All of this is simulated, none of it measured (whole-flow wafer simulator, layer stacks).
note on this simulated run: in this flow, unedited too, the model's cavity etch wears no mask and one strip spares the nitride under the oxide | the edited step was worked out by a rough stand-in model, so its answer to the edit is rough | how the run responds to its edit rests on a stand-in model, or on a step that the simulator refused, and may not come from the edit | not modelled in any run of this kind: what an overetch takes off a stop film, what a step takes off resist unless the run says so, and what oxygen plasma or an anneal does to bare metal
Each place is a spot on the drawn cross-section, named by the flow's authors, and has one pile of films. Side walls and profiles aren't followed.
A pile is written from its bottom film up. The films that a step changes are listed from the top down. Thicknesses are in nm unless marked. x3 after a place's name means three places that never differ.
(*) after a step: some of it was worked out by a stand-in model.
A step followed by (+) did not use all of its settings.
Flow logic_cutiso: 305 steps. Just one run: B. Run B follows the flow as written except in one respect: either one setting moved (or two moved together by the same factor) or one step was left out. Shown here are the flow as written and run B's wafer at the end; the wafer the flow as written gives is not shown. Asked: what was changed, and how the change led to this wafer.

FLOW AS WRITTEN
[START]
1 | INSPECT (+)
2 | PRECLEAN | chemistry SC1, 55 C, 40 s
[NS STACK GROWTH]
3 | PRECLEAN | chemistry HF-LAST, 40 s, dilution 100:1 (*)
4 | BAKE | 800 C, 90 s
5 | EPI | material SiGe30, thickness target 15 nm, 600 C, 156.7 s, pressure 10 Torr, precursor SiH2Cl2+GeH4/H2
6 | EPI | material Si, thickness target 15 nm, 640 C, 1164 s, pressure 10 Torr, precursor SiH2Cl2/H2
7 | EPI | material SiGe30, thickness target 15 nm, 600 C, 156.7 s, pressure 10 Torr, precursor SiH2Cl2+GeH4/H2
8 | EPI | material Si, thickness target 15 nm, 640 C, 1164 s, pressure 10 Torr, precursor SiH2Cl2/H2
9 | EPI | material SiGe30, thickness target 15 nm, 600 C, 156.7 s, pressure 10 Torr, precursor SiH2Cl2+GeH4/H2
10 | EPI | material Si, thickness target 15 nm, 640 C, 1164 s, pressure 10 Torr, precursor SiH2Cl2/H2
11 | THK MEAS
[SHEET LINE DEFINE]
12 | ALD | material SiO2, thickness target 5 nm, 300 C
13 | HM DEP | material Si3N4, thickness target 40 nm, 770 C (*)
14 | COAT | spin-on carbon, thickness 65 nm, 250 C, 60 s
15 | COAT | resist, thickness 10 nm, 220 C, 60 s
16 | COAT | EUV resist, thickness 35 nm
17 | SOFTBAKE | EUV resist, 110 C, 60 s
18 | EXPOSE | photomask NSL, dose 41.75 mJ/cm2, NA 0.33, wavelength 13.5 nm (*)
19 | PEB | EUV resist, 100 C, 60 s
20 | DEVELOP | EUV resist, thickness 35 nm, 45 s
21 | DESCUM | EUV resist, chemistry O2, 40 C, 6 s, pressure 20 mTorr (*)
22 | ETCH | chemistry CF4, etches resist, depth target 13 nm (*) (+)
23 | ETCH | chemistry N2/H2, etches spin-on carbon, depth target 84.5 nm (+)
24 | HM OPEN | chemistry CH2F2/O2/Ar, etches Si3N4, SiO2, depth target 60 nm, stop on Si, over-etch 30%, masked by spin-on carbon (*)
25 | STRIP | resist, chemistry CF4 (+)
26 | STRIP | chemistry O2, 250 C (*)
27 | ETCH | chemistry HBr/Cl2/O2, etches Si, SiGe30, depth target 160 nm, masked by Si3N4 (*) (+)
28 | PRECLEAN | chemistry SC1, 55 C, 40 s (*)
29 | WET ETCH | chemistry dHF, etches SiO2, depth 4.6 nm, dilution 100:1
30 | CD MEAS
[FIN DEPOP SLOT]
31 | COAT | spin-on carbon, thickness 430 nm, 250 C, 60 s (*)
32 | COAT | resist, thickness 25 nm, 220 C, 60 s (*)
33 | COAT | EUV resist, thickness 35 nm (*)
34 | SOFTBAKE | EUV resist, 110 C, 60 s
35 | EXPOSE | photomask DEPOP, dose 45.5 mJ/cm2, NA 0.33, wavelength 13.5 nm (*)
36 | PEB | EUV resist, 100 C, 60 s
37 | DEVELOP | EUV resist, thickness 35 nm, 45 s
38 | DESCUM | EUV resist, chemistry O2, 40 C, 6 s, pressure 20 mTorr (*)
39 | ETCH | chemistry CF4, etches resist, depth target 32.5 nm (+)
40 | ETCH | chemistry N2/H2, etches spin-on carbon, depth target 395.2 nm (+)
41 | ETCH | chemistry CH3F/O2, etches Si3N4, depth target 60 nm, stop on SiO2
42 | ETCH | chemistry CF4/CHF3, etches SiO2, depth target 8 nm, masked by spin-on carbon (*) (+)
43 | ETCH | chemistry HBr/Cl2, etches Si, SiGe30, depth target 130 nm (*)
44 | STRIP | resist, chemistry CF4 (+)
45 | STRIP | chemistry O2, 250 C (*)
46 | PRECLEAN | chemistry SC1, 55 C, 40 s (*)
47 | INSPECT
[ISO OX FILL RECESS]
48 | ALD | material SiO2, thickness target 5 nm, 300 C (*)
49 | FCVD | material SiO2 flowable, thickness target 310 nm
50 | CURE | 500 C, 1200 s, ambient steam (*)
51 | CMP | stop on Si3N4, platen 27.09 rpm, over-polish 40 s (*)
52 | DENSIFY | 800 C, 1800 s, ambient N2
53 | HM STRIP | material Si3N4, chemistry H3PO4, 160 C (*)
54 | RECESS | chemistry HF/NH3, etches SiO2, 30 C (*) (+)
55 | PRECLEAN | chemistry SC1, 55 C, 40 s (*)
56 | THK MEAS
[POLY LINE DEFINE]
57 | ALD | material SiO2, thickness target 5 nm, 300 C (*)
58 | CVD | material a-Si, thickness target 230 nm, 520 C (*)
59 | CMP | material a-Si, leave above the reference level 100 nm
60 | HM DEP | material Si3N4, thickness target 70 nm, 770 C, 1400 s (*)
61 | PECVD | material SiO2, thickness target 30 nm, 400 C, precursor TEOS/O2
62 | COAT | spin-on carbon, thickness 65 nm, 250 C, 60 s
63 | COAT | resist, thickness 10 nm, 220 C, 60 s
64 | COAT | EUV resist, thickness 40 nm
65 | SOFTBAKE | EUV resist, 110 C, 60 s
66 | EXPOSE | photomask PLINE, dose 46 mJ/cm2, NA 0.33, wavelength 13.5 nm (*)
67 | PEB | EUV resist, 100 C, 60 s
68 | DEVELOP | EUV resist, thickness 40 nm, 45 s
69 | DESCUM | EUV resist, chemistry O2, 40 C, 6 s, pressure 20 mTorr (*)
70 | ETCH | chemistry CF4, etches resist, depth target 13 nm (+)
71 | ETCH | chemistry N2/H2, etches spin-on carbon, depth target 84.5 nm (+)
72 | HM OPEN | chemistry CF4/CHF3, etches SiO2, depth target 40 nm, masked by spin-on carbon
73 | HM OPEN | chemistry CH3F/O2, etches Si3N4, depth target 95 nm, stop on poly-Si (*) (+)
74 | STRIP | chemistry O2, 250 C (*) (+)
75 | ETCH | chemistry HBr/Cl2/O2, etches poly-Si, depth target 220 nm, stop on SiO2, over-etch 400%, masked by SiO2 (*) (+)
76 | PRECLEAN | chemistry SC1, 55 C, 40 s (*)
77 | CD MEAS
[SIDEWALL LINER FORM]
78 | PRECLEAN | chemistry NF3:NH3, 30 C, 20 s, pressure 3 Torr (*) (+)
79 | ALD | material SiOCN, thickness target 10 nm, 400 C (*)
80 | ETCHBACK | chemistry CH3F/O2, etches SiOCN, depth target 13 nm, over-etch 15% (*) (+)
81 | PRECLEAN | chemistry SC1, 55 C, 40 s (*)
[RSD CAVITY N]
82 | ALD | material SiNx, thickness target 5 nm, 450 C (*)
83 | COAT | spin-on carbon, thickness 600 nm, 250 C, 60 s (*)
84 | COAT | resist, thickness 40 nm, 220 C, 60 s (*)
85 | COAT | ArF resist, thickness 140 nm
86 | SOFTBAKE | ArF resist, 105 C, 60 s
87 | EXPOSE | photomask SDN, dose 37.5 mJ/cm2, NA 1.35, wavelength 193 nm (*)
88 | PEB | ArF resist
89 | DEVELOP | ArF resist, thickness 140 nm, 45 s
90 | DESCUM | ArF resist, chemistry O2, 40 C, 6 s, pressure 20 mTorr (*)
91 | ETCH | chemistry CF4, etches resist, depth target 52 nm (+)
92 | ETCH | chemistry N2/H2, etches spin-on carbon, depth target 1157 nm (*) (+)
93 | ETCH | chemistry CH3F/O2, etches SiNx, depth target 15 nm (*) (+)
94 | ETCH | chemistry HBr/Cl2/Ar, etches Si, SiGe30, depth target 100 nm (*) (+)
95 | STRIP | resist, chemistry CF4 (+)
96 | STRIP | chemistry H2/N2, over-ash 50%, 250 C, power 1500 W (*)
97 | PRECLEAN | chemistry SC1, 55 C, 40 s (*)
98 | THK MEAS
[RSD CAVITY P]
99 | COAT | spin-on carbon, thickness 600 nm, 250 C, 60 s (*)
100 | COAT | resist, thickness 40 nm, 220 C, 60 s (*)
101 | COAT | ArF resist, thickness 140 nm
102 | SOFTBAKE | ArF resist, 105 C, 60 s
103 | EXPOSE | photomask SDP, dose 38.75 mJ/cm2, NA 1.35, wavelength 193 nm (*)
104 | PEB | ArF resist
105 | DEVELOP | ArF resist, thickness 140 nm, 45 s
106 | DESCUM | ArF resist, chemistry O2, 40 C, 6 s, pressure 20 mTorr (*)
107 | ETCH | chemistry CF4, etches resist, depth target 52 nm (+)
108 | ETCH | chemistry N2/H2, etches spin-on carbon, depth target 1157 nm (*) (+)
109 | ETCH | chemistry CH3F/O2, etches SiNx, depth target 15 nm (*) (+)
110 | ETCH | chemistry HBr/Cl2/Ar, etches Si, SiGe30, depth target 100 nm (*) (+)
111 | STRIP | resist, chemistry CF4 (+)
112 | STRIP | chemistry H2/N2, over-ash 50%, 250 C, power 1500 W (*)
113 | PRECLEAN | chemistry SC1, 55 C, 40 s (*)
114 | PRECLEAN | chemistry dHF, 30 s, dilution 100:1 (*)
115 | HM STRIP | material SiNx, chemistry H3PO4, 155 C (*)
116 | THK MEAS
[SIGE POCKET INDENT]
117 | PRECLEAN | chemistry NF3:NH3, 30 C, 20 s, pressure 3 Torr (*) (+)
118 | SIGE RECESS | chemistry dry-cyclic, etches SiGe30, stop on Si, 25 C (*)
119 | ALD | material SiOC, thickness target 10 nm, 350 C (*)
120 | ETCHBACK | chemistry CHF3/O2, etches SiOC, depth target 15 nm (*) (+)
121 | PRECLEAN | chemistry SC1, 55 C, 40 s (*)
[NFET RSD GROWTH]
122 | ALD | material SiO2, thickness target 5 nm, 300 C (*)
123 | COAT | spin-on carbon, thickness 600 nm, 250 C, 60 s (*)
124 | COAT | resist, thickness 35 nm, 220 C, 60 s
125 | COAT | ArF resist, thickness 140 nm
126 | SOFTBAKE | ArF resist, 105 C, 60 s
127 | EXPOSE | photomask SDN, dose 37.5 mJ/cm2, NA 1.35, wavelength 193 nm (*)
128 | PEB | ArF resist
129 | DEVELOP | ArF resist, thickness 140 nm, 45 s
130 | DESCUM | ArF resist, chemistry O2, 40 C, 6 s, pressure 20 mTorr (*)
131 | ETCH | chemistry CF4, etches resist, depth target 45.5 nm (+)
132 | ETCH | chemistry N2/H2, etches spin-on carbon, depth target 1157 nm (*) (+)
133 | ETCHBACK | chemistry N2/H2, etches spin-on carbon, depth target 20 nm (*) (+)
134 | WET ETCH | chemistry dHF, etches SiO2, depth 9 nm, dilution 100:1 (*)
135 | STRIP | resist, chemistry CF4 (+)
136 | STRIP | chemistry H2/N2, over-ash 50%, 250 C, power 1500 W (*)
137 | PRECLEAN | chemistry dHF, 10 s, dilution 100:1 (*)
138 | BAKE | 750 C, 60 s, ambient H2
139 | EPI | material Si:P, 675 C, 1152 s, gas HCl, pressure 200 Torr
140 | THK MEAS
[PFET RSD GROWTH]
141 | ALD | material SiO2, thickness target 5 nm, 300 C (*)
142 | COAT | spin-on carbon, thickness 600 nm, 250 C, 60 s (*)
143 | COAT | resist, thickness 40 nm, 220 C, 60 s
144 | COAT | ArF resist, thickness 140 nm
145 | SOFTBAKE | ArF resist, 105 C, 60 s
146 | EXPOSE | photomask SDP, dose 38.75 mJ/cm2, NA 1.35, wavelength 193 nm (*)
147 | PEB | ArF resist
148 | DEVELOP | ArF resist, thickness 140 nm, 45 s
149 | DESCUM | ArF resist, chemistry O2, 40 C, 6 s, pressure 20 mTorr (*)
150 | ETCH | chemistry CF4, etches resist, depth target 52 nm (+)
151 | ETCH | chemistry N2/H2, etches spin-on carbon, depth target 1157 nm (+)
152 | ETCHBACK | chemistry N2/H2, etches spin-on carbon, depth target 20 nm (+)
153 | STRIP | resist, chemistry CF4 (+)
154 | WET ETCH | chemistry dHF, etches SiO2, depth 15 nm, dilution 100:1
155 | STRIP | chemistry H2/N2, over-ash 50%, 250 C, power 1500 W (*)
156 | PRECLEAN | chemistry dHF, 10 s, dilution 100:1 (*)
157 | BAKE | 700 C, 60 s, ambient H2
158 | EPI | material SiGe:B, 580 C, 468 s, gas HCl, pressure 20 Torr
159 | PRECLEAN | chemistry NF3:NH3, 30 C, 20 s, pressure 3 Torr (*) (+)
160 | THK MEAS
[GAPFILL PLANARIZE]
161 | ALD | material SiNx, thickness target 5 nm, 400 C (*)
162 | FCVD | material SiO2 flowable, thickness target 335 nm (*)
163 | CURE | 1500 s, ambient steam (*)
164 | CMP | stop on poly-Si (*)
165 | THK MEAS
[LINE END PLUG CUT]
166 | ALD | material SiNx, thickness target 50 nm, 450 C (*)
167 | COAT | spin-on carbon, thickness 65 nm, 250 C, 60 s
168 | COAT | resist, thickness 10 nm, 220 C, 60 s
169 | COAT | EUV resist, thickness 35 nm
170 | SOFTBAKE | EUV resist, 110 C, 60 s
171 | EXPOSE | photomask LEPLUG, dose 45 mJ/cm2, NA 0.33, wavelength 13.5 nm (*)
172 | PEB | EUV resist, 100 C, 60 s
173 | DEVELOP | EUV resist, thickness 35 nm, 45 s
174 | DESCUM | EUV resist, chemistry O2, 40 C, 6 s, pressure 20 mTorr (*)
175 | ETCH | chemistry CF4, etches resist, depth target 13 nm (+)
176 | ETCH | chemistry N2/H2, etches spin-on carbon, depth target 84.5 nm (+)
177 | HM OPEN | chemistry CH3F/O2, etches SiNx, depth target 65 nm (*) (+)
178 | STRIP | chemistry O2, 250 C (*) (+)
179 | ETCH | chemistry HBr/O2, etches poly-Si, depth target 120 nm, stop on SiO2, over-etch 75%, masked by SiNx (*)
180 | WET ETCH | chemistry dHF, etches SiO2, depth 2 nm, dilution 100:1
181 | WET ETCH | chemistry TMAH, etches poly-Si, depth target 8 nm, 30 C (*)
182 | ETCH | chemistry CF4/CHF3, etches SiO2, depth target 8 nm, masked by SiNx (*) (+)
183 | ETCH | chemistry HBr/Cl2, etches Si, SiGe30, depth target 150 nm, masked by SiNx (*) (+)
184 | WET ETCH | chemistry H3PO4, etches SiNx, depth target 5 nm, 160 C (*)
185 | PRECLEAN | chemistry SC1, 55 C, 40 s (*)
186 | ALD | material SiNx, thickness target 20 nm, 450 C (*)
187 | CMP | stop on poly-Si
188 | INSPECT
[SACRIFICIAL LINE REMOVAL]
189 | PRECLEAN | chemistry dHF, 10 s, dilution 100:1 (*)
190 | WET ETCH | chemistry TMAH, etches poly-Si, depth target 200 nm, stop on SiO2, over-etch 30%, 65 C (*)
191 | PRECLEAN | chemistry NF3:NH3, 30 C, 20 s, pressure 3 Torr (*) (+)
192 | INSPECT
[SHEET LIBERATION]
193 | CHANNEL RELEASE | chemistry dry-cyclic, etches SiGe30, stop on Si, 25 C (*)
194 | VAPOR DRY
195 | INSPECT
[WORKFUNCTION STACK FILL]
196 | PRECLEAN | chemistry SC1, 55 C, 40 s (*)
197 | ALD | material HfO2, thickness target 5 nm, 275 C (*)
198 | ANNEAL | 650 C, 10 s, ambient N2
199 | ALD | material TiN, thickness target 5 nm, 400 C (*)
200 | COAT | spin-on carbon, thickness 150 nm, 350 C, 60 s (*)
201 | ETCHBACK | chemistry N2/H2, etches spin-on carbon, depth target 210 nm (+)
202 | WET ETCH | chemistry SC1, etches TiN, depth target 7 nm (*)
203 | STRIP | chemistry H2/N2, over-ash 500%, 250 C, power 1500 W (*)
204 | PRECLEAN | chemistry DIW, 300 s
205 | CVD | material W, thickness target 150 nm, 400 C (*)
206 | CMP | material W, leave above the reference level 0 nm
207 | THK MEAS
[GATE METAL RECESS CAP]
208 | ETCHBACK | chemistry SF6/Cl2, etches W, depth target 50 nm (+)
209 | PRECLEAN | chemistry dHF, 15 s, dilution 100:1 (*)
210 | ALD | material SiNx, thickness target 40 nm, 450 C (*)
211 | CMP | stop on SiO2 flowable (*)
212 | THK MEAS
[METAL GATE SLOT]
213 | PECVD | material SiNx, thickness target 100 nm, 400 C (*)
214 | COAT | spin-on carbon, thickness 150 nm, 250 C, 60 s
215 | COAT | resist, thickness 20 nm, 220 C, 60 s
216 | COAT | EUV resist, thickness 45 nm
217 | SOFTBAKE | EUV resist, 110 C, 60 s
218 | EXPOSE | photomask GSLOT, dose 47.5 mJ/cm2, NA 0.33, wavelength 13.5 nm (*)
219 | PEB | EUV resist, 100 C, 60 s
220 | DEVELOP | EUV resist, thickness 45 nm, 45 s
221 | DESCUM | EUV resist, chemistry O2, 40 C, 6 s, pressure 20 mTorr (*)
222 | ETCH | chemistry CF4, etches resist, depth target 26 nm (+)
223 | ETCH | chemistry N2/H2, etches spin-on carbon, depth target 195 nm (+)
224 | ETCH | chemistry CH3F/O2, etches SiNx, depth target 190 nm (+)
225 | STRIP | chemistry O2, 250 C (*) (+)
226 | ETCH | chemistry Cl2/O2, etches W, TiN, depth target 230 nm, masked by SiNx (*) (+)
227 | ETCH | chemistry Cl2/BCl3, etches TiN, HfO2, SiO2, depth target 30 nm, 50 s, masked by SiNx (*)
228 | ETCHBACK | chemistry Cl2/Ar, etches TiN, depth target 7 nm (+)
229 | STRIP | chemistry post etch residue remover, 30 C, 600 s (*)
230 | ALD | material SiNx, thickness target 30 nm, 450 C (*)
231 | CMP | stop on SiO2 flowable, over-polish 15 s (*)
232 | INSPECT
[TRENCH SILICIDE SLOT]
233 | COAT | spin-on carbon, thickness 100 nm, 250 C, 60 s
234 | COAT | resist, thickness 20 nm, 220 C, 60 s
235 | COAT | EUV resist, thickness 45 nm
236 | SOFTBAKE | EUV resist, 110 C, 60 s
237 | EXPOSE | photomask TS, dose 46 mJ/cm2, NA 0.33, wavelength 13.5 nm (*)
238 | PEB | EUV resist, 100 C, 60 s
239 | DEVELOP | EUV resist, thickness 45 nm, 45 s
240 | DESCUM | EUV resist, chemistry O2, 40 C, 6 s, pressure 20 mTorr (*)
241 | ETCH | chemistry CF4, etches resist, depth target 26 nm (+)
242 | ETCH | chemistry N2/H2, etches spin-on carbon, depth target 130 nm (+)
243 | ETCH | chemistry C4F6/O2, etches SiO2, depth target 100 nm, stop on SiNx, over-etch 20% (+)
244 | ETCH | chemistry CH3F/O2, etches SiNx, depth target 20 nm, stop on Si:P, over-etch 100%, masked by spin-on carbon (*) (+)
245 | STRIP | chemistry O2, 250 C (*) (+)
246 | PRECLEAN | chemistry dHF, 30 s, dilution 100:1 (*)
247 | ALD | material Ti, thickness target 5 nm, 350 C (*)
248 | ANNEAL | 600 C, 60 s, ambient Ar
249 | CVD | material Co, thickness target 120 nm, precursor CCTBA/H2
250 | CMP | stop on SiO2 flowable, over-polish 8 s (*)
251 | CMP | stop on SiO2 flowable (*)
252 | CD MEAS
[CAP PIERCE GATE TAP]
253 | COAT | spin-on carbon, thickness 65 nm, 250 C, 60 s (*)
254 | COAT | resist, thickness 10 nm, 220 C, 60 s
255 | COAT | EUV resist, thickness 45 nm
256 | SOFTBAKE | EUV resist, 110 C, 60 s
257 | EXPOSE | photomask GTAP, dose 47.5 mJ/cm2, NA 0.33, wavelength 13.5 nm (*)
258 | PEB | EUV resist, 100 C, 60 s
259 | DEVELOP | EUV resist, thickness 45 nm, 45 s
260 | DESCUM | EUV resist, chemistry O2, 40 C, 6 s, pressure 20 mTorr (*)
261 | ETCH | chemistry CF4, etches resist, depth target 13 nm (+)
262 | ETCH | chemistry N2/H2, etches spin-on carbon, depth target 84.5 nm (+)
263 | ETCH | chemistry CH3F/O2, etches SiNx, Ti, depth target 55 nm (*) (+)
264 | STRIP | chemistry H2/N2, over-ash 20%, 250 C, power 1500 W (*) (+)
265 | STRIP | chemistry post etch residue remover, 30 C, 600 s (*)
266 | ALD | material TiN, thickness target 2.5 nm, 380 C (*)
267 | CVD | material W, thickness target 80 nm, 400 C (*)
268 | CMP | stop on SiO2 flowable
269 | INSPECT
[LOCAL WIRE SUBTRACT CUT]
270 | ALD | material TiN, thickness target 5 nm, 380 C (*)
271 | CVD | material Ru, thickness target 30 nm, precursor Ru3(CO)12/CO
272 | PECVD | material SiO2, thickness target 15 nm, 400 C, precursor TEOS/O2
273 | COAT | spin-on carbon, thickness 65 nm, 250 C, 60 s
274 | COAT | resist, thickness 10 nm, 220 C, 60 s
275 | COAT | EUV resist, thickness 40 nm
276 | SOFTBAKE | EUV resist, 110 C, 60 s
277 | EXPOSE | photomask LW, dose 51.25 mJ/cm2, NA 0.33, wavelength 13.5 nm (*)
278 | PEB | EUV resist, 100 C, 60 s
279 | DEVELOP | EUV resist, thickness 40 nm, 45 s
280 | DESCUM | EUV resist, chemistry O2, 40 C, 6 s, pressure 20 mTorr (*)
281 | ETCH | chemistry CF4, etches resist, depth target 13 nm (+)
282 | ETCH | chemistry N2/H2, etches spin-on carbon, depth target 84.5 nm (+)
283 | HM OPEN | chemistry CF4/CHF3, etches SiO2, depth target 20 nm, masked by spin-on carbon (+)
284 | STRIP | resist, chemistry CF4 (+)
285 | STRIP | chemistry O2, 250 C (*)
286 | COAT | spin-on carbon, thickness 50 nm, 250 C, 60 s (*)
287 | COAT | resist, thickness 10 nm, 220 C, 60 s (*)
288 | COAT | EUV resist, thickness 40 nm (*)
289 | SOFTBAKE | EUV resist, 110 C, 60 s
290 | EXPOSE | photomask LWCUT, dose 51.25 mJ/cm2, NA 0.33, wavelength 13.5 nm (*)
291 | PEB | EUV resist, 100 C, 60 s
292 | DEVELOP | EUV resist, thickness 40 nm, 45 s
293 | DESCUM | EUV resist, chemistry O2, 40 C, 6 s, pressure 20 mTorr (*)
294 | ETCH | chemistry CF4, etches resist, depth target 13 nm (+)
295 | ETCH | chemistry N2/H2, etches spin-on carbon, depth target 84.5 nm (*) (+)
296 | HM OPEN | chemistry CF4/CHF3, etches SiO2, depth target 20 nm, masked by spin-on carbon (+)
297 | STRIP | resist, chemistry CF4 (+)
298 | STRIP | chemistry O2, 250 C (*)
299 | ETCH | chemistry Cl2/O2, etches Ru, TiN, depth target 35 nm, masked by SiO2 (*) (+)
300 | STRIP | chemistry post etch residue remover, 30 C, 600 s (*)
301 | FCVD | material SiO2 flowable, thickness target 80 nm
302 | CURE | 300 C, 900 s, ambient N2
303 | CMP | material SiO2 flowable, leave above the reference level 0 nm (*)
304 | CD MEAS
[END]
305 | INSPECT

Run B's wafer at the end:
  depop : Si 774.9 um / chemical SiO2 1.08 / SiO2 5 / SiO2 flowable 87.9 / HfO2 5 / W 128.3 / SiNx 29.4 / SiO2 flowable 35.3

Cause: step 43, ETCH: depth target 185.2 nm was run, while the flow as written has depth target 130 nm.

Step by step, how the change led to this:
  43 | ETCH | chemistry HBr/Cl2, etches Si, SiGe30, depth target 130 nm (*)
      dpovl, gl, glp and 16 more: -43 spin-on carbon (it would be, as written: -32 spin-on carbon)
      depop: -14 Si (all of it), -15 SiGe30 (all of it), -15 Si (all of it), -15 SiGe30 (all of it), -15 Si (all of it), -15 SiGe30 (all of it), -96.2 Si (it would be, as written: -14 Si (all of it), -15 SiGe30 (all of it), -15 Si (all of it), -15 SiGe30 (all of it), -15 Si (all of it), -15 SiGe30 (all of it), -41 Si)
      (also at 2 further places)
  45 | STRIP | chemistry O2, 250 C (*)
      gfld, lnri: +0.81 chemical SiO2 (new film), -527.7 spin-on carbon (all of it), -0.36 Si (it would be, as written: +0.82 chemical SiO2 (new film), -538.7 spin-on carbon (all of it), -0.36 Si)
      glp, tap: -336.6 spin-on carbon (all of it) (it would be, as written: -347.6 spin-on carbon (all of it))
      (also at 17 further places)
  49 | FCVD | material SiO2 flowable, thickness target 310 nm
      depop: +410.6 SiO2 flowable (new film) (it would be, as written: +359.9 SiO2 flowable (new film))
      ns: +196.8 SiO2 flowable (new film) (it would be, as written: +201.3 SiO2 flowable (new film))
  51 | CMP | stop on Si3N4, platen 27.09 rpm, over-polish 40 s (*)
      dpovl, isow: -195.8 SiO2 flowable (it would be, as written: -200.4 SiO2 flowable)
      depop: -195.8 SiO2 flowable (it would be, as written: -200.5 SiO2 flowable)
      (also at 2 further places)
  52 | DENSIFY | 800 C, 1800 s, ambient N2
      depop: -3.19 SiO2 flowable (it would be, as written: -2.32 SiO2 flowable)
      nsgap: -2.87 SiO2 flowable (it would be, as written: -2.13 SiO2 flowable)
